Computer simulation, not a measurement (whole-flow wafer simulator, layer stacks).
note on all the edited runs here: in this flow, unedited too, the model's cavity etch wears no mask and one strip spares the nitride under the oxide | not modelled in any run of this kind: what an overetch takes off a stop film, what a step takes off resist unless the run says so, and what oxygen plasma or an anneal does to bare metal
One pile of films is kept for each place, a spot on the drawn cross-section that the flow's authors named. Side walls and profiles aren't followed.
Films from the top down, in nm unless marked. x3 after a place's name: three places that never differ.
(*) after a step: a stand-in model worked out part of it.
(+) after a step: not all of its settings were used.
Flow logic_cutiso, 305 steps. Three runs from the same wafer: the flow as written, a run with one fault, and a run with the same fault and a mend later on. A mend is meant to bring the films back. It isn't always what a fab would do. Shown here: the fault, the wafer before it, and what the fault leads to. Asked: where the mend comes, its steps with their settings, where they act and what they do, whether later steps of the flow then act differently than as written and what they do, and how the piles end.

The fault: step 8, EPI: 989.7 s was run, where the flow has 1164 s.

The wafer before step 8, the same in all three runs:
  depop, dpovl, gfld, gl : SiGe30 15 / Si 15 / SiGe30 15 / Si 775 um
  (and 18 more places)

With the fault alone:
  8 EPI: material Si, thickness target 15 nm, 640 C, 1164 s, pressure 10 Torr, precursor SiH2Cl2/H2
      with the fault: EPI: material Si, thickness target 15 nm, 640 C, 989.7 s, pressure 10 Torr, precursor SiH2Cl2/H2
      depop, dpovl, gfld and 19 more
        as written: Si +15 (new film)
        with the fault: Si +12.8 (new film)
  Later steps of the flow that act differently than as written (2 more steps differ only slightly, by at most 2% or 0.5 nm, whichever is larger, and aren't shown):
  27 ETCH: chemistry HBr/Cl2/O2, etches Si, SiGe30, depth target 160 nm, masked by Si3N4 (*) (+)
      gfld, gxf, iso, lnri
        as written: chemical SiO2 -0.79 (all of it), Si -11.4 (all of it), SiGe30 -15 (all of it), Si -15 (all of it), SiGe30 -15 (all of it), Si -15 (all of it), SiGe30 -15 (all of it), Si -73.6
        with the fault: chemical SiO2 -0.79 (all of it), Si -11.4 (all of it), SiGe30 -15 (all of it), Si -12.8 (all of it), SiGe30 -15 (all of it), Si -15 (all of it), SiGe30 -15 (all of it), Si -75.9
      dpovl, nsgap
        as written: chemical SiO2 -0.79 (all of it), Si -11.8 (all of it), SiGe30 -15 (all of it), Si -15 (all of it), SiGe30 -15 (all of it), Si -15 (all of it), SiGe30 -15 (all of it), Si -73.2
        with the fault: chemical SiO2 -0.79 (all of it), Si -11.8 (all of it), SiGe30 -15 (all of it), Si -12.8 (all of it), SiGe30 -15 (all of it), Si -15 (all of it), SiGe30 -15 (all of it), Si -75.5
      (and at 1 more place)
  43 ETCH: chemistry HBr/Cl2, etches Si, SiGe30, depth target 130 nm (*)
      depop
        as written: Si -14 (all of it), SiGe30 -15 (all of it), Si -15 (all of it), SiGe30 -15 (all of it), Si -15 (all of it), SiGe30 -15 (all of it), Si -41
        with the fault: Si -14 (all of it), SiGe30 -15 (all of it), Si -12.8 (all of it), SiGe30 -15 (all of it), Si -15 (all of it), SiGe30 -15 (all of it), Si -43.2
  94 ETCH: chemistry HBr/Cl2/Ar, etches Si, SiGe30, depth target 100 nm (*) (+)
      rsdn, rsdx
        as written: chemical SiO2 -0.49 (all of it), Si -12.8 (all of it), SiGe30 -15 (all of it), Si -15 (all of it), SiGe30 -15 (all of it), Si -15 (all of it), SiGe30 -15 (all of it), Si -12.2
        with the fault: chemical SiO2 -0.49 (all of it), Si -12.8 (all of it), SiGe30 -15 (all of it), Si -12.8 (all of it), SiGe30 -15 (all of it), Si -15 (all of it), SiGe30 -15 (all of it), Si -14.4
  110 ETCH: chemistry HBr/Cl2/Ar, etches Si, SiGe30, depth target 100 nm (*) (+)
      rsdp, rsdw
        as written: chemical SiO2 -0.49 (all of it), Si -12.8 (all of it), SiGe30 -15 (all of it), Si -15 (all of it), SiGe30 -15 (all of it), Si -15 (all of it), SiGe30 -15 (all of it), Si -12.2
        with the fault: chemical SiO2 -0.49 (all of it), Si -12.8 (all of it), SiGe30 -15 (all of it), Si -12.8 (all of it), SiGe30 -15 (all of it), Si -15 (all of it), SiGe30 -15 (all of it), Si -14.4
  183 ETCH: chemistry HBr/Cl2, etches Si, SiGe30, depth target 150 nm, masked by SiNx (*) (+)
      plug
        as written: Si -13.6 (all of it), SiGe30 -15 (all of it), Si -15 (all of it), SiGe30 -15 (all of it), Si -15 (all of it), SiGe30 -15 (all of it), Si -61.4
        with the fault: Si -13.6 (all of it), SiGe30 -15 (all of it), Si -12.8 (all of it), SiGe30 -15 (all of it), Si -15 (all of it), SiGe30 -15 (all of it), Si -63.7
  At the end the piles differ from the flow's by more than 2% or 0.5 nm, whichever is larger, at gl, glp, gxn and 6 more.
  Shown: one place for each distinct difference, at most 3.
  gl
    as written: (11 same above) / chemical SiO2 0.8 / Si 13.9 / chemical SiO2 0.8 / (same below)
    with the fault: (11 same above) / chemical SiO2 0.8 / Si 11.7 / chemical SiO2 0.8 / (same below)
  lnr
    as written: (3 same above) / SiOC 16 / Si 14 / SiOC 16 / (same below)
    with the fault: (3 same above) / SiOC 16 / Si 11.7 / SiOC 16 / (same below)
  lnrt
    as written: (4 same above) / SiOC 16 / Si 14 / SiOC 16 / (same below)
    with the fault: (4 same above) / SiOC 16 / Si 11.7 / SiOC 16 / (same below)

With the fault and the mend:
  The mend comes after step 8.
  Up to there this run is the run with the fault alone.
  8a EPI: material Si, thickness target 15 nm, 640 C, 174.7 s, pressure 10 Torr, precursor SiH2Cl2/H2 (the flow's step 8 once more, with other settings)
      depop, dpovl, gfld and 19 more
        Si +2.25
  No later step of the flow acts differently than as written at any place that is followed.
  At the end the piles are the same as the flow's at every place that both follow.
